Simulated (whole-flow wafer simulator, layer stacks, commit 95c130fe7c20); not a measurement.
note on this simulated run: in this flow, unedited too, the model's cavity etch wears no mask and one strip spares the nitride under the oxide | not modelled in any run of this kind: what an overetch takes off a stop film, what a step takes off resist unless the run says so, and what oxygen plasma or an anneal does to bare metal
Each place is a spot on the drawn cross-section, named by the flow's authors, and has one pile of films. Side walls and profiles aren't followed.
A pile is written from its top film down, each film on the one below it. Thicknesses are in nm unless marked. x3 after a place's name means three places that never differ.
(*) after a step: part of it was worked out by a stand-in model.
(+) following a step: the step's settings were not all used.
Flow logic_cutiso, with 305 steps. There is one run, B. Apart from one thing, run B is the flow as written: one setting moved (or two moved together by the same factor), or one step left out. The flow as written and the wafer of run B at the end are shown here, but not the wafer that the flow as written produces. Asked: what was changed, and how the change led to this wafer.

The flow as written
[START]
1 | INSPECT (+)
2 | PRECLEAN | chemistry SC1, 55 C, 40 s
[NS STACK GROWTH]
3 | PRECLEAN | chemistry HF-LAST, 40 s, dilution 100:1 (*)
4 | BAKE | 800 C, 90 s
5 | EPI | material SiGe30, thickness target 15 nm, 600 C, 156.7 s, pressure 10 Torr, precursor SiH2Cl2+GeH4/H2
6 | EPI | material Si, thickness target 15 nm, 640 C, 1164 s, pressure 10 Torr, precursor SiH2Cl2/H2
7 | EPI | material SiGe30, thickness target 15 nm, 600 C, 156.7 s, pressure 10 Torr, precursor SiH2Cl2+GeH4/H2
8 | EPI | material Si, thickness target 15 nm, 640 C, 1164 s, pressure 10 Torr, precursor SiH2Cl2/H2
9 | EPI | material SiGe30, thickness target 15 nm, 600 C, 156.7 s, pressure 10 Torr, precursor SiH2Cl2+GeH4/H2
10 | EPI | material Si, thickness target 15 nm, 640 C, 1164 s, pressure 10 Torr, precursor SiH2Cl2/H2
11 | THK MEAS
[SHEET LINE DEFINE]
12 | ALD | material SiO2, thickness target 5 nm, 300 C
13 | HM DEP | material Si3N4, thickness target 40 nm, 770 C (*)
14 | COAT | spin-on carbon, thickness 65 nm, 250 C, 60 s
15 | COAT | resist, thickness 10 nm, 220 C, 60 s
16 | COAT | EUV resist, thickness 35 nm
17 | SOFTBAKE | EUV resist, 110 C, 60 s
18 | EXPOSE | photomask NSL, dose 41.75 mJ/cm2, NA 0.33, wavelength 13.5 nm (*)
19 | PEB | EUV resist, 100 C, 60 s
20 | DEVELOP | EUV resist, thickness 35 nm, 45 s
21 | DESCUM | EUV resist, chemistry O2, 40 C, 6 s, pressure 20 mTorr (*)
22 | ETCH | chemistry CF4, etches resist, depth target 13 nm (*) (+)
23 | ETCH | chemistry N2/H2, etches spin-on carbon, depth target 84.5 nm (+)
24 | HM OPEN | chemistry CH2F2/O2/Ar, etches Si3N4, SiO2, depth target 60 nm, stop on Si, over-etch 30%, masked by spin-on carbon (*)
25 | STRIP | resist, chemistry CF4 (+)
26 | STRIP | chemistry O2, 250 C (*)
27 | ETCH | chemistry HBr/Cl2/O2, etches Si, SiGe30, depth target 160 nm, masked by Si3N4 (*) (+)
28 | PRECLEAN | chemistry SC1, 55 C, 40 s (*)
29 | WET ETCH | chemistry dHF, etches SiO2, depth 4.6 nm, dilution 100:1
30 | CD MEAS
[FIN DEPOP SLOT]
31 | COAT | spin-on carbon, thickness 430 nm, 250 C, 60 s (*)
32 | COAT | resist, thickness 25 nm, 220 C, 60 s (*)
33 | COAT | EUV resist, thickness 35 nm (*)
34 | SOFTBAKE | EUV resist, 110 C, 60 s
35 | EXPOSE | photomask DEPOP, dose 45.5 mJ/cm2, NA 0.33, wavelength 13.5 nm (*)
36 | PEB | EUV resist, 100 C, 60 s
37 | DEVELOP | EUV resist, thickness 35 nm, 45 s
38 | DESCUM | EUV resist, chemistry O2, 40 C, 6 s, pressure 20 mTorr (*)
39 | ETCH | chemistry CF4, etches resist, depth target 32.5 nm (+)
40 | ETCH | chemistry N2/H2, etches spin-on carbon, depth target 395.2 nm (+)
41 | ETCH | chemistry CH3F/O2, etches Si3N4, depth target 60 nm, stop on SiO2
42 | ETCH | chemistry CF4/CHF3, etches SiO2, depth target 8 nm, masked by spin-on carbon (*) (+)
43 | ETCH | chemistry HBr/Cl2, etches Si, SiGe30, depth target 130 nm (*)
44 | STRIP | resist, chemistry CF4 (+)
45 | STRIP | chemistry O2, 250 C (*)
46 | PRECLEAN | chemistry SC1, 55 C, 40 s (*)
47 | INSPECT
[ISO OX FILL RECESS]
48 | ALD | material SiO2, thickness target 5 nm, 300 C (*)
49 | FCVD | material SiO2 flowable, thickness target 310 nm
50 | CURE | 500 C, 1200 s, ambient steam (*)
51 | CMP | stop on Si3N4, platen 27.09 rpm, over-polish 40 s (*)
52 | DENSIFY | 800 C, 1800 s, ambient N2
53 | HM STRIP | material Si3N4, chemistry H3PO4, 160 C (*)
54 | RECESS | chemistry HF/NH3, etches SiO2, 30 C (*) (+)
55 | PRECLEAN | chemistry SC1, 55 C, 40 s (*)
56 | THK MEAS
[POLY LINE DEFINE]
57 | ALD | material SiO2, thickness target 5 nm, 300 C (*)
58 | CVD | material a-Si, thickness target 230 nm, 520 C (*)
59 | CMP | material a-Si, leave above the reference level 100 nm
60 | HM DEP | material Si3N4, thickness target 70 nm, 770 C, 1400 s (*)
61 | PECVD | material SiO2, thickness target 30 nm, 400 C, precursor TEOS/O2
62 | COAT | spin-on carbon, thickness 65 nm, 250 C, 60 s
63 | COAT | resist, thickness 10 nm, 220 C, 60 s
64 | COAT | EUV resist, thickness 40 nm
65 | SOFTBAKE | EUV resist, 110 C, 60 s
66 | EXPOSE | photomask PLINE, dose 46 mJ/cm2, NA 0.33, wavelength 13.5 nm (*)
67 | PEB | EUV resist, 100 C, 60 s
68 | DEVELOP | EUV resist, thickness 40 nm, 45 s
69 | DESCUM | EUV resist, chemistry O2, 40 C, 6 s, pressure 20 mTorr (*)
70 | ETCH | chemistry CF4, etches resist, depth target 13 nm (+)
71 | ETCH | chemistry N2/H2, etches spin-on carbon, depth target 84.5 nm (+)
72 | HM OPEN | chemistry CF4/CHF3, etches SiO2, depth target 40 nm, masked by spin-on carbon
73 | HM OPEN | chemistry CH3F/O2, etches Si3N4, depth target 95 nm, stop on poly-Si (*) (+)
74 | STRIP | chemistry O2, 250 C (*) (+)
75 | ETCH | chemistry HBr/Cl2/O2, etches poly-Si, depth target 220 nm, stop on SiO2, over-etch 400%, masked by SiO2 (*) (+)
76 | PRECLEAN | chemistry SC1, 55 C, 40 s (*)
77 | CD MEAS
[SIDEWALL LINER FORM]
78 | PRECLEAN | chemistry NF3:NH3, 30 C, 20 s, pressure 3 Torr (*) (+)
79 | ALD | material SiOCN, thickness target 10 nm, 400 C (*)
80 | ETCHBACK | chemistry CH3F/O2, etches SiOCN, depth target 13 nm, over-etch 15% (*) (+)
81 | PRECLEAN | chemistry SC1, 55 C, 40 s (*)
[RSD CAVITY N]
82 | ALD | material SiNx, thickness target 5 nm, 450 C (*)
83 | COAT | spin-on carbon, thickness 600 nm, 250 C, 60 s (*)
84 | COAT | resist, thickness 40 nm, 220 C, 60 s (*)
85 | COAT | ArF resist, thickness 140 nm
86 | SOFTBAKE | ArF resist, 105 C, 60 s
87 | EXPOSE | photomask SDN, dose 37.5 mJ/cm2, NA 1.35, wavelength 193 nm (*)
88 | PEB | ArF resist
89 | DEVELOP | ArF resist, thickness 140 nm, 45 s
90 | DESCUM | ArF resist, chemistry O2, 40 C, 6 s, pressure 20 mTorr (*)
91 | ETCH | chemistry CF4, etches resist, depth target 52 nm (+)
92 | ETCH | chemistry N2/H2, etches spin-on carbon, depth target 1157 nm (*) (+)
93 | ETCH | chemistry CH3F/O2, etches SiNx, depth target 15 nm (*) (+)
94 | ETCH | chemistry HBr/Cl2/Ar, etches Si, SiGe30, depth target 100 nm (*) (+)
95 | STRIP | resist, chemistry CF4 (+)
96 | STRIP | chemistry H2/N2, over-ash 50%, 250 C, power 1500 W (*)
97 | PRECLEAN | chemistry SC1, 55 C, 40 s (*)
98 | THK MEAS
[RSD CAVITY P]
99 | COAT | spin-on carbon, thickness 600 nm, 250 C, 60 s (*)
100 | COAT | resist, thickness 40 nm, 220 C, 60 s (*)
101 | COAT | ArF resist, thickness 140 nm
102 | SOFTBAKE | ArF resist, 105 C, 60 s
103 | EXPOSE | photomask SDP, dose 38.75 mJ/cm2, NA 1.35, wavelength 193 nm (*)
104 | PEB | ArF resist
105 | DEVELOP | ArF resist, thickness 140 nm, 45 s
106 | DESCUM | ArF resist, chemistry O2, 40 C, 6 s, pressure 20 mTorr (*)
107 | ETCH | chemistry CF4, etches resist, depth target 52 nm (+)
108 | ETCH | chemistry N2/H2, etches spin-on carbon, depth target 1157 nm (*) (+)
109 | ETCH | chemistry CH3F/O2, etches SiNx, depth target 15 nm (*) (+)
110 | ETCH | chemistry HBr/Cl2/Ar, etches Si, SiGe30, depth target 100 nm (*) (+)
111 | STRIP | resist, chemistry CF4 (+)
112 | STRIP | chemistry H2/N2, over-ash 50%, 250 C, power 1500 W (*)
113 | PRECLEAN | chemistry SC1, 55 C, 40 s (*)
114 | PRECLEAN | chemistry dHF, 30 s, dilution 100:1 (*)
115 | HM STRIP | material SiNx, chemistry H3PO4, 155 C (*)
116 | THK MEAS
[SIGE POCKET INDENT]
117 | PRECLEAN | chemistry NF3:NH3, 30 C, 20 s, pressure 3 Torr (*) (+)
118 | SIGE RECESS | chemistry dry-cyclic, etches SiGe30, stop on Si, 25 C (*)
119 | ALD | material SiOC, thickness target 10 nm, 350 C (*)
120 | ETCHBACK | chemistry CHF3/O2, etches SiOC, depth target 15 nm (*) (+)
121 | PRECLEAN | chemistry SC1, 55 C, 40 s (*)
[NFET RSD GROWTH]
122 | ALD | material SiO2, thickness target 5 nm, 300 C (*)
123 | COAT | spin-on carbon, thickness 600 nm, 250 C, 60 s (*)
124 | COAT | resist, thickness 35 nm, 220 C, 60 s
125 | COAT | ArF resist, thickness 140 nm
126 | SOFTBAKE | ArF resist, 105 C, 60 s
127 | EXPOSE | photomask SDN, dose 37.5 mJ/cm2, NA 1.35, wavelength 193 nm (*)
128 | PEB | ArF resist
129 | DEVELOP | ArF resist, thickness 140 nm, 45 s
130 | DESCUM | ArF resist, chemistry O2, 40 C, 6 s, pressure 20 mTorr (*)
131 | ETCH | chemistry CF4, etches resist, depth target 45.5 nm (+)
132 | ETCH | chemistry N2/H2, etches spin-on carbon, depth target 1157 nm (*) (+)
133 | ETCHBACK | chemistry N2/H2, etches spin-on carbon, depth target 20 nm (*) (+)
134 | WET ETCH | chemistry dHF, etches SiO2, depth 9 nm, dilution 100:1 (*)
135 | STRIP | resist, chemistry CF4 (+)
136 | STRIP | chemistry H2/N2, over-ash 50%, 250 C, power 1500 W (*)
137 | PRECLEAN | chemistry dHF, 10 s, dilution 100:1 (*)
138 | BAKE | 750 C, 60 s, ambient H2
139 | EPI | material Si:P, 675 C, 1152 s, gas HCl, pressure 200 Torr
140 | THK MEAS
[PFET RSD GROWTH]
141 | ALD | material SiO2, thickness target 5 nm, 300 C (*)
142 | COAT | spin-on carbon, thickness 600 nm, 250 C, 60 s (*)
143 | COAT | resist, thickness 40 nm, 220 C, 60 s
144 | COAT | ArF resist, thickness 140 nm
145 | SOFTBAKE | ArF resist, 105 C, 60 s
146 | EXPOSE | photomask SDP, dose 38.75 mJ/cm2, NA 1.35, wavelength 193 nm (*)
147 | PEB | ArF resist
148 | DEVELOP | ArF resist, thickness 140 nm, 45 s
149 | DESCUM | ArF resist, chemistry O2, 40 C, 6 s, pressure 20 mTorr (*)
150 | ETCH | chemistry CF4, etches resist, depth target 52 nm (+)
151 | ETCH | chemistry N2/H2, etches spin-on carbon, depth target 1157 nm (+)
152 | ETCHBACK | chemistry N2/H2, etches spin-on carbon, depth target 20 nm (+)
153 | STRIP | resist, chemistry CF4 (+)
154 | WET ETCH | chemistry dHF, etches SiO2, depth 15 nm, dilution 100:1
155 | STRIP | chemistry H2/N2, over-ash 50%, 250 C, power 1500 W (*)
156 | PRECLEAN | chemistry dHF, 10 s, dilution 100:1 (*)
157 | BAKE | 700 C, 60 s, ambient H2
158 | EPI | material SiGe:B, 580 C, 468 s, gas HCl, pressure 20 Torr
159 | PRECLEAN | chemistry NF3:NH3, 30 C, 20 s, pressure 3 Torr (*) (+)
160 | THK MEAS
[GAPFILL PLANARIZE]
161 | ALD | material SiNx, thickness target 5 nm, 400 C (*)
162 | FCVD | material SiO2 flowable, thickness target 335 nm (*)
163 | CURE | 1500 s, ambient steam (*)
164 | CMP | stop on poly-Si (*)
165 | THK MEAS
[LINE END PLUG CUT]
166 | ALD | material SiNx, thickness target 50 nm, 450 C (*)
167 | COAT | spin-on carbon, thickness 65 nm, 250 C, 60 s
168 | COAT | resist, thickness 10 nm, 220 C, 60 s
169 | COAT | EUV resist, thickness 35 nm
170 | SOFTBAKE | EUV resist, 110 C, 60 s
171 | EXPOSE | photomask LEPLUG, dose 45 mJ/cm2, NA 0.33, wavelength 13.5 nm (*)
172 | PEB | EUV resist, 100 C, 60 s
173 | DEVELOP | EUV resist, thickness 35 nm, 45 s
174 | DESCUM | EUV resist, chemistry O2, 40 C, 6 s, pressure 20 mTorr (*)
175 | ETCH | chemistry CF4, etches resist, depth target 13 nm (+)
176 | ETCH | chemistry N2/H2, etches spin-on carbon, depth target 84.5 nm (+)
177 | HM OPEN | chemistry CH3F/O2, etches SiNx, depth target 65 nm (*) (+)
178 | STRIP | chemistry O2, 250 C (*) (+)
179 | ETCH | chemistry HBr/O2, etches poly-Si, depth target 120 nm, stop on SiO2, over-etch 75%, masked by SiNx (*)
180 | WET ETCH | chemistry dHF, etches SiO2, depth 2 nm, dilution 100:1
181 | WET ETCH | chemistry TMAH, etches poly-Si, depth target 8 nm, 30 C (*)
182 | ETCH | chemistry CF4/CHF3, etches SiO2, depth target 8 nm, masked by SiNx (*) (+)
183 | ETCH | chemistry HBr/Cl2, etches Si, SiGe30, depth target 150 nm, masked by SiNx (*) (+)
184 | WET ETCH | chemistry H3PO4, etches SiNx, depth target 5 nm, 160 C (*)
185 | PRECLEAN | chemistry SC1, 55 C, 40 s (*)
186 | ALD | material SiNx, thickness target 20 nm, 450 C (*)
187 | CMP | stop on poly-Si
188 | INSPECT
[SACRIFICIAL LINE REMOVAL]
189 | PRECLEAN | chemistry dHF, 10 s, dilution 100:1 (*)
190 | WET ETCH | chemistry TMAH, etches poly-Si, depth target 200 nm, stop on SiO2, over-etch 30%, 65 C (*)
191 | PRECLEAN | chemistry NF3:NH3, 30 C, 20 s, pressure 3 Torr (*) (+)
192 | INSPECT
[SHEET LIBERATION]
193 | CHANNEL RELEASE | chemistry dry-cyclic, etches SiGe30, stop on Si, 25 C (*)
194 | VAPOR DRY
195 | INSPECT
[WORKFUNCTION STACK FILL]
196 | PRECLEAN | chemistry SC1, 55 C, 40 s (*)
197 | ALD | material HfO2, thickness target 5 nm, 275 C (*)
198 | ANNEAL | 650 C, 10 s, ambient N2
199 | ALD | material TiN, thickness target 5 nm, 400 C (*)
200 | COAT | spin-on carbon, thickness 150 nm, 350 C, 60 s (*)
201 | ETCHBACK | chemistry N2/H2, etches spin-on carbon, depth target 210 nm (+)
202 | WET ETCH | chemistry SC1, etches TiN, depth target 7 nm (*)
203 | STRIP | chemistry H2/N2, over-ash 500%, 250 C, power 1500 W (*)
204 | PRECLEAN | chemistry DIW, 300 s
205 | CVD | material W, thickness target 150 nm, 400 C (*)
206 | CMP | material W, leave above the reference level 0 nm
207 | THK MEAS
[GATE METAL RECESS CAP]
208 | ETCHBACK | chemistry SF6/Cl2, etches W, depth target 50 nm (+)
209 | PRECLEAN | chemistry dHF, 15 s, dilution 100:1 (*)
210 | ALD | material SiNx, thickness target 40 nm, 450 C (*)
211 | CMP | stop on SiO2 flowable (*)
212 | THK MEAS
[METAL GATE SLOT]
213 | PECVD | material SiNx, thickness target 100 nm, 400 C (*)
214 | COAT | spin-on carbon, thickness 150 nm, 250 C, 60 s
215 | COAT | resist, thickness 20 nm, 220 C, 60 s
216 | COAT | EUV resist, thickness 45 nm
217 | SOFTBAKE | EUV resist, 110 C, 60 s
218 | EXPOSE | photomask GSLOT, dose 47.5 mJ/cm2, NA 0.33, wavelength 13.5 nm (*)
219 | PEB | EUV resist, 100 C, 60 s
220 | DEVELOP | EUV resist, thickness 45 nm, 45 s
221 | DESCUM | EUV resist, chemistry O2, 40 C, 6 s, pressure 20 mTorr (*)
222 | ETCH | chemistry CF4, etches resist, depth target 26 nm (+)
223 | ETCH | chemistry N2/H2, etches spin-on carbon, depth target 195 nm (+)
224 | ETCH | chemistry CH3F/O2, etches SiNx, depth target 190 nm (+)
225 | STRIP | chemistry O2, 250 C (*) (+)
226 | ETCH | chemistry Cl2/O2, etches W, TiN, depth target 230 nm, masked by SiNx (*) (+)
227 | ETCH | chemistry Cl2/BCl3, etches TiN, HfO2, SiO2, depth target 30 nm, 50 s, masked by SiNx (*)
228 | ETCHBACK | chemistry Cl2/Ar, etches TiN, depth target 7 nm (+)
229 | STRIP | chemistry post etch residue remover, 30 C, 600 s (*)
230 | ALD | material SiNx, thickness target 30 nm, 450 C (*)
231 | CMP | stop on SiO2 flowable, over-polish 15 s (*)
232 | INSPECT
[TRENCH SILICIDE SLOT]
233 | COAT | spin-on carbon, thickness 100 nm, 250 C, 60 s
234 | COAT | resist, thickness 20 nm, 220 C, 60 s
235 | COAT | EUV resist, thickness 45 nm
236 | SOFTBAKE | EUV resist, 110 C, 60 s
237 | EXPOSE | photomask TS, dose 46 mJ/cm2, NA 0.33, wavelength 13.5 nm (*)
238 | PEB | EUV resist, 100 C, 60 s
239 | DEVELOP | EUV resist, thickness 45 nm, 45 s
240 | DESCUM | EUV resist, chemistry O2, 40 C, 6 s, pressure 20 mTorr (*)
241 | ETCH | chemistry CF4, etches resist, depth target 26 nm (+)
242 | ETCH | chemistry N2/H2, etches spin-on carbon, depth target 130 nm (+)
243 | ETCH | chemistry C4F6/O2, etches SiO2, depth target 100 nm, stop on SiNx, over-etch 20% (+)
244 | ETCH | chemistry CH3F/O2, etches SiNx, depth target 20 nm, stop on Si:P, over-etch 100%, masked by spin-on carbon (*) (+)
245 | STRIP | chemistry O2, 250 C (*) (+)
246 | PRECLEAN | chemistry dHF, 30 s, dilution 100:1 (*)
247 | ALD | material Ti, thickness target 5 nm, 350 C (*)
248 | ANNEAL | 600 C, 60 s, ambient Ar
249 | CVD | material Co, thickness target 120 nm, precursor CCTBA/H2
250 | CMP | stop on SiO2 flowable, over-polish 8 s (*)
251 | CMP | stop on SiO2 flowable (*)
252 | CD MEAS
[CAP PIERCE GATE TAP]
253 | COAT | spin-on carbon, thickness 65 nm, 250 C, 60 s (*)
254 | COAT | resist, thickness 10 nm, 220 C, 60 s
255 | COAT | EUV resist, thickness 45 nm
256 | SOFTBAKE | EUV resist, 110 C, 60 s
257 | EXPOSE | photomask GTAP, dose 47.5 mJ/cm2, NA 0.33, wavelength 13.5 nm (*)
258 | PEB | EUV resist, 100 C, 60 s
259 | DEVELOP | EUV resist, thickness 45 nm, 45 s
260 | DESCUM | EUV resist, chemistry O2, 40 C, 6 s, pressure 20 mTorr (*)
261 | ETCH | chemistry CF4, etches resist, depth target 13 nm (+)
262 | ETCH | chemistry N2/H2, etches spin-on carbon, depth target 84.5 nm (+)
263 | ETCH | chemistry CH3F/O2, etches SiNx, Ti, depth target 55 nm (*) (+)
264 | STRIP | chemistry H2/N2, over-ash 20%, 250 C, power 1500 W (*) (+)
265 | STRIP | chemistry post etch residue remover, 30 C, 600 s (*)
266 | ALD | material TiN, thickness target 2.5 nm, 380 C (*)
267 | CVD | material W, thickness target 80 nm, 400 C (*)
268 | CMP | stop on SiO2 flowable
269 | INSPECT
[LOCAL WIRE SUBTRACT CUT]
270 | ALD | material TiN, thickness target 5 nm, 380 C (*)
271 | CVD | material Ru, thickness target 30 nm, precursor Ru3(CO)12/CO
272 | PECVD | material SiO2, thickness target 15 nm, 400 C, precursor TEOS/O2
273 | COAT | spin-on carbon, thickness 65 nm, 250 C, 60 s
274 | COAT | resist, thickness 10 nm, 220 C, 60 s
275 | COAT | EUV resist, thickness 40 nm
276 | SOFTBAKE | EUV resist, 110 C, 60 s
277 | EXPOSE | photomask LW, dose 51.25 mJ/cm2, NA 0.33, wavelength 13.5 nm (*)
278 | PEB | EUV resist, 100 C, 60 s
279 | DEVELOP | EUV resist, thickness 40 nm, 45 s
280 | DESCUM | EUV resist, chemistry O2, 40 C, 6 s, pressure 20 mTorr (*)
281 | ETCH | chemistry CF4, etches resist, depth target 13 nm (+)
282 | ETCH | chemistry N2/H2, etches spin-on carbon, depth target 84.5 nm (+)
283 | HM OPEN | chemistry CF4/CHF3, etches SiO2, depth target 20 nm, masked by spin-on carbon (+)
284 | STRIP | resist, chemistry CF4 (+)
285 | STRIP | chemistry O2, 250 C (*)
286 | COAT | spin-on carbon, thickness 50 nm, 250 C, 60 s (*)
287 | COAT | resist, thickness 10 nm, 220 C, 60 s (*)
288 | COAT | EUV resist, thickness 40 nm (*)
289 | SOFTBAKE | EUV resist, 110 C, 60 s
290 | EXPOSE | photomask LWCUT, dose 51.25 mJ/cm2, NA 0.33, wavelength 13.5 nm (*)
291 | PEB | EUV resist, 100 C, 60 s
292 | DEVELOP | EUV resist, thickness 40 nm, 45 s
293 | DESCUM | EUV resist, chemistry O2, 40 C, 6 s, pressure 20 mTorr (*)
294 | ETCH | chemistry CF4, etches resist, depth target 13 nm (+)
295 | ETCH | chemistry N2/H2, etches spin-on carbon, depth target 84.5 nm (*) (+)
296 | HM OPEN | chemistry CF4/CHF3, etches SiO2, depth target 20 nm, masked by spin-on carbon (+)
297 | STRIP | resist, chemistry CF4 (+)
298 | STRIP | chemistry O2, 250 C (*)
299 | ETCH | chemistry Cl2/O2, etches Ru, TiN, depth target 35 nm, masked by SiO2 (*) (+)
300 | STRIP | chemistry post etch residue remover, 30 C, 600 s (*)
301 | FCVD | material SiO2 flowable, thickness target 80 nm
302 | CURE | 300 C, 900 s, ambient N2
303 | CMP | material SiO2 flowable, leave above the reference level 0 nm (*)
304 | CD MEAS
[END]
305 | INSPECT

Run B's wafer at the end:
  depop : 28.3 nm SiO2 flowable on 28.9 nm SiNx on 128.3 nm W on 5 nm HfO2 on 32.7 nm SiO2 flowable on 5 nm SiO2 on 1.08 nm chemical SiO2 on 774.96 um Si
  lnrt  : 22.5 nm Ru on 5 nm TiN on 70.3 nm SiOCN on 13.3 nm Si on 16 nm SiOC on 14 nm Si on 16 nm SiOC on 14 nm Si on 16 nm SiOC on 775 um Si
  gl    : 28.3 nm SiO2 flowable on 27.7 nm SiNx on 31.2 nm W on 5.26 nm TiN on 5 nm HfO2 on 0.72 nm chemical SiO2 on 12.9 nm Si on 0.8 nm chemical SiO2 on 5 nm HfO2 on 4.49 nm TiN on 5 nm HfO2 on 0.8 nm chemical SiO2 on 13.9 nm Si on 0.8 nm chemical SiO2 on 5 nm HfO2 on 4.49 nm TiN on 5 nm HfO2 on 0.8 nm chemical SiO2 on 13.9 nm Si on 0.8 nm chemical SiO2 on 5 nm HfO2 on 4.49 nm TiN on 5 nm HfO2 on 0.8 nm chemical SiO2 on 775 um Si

What caused this: step 271, CVD: thickness target 22.5 nm was run, whereas the flow has thickness target 30 nm.
The wafer lets one read it off: lnrt has Ru 22.5, and step 271 as written asks for 30 nm.

The path from the change to this, step by step:
  271 | CVD | material Ru, thickness target 30 nm, precursor Ru3(CO)12/CO
      depop, dpovl, gfld and 19 more: +22.5 Ru (new film) (as written it would have been: +30 Ru (new film))
  299 | ETCH | chemistry Cl2/O2, etches Ru, TiN, depth target 35 nm, masked by SiO2 (*) (+)
      depop, dpovl, gfld and 9 more: -22.1 Ru (all of it), -5 TiN (all of it), -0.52 SiNx (as written it would have been: -29.6 Ru (all of it), -5 TiN (all of it))
      iso, rsdx: -22.1 Ru (all of it), -5 TiN (all of it), -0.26 SiO2 flowable (as written it would have been: -29.6 Ru (all of it), -5 TiN (all of it))
      (as well as at 4 more places)
  301 | FCVD | material SiO2 flowable, thickness target 80 nm
      gfld, gl, glp, gxf, gxn, gxp, plug: +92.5 SiO2 flowable (new film) (as written it would have been: +94.4 SiO2 flowable (new film))
      lnrt, rsdn, rsdp, tap: +50.4 SiO2 flowable (new film) (as written it would have been: +45.3 SiO2 flowable (new film))
      (as well as at 6 more places)
  303 | CMP | material SiO2 flowable, leave above the reference level 0 nm (*)
      gfld, gl, glp and 10 more: -64.3 SiO2 flowable (as written it would have been: -59.2 SiO2 flowable)
      depop, dpovl, isow, ns, nsgap: -51.7 SiO2 flowable (as written it would have been: -44.7 SiO2 flowable)
      (as well as at 4 more places)
